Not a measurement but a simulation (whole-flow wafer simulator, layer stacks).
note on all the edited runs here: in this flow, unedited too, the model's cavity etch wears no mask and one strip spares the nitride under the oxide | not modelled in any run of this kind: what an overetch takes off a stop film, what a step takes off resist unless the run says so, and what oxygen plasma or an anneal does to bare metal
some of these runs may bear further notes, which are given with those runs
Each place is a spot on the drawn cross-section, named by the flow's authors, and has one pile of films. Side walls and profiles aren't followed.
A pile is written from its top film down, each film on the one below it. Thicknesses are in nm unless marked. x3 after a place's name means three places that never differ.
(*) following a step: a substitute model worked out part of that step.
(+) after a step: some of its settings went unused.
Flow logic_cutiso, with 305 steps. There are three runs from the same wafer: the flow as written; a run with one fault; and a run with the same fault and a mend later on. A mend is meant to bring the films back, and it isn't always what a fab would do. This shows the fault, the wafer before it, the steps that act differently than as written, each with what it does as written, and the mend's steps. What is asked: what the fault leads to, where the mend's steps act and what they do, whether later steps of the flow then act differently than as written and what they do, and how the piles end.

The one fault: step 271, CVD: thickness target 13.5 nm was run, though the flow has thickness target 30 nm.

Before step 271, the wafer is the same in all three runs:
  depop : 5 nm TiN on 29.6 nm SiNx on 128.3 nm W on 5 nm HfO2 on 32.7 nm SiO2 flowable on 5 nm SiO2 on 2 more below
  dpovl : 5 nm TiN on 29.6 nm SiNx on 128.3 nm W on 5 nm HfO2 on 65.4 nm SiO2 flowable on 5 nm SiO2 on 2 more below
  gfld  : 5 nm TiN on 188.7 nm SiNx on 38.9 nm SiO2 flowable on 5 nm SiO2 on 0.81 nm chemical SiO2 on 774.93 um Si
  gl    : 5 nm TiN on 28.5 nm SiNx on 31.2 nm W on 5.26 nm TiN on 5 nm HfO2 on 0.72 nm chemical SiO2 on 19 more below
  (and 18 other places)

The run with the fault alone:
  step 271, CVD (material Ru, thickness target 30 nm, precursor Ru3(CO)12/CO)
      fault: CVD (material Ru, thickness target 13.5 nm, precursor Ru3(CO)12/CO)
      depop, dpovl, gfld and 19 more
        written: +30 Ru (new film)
        fault: +13.5 Ru (new film)
  Later steps of the flow acting differently than as written:
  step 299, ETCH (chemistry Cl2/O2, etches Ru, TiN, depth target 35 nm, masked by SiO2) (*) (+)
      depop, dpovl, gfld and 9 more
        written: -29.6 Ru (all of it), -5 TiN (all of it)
        fault: -13.1 Ru (all of it), -5 TiN (all of it), -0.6 SiNx
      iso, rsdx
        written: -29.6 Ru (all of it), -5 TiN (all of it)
        fault: -13.1 Ru (all of it), -5 TiN (all of it), -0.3 SiO2 flowable
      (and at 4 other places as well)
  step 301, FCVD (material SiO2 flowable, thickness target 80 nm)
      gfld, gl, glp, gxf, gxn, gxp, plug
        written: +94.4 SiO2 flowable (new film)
        fault: +90 SiO2 flowable (new film)
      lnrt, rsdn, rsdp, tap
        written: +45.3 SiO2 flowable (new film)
        fault: +56.6 SiO2 flowable (new film)
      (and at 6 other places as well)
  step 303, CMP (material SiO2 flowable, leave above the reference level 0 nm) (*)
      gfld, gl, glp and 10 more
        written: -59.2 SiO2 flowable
        fault: -70.7 SiO2 flowable
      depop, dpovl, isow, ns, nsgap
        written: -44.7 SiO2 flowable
        fault: -60.6 SiO2 flowable
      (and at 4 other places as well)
  The piles end different from the flow's at depop, dpovl, gfld and 19 more by more than 2% or 0.5 nm, whichever is larger.
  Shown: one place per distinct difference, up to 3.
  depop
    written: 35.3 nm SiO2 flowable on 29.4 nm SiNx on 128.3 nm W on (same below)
    fault: 19.3 nm SiO2 flowable on 28.8 nm SiNx on 128.3 nm W on (same below)
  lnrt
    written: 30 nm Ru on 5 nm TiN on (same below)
    fault: 13.5 nm Ru on 5 nm TiN on (same below)
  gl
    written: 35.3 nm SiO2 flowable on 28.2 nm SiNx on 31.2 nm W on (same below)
    fault: 19.3 nm SiO2 flowable on 27.7 nm SiNx on 31.2 nm W on (same below)

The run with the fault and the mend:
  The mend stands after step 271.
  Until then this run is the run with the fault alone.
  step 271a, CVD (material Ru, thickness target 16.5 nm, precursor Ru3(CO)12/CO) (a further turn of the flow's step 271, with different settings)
      depop, dpovl, gfld and 19 more
        +16.5 Ru
  Every later step of the flow that is run acts as written at every place that is followed.
  At every place that both follow, the piles at the end match the flow's.
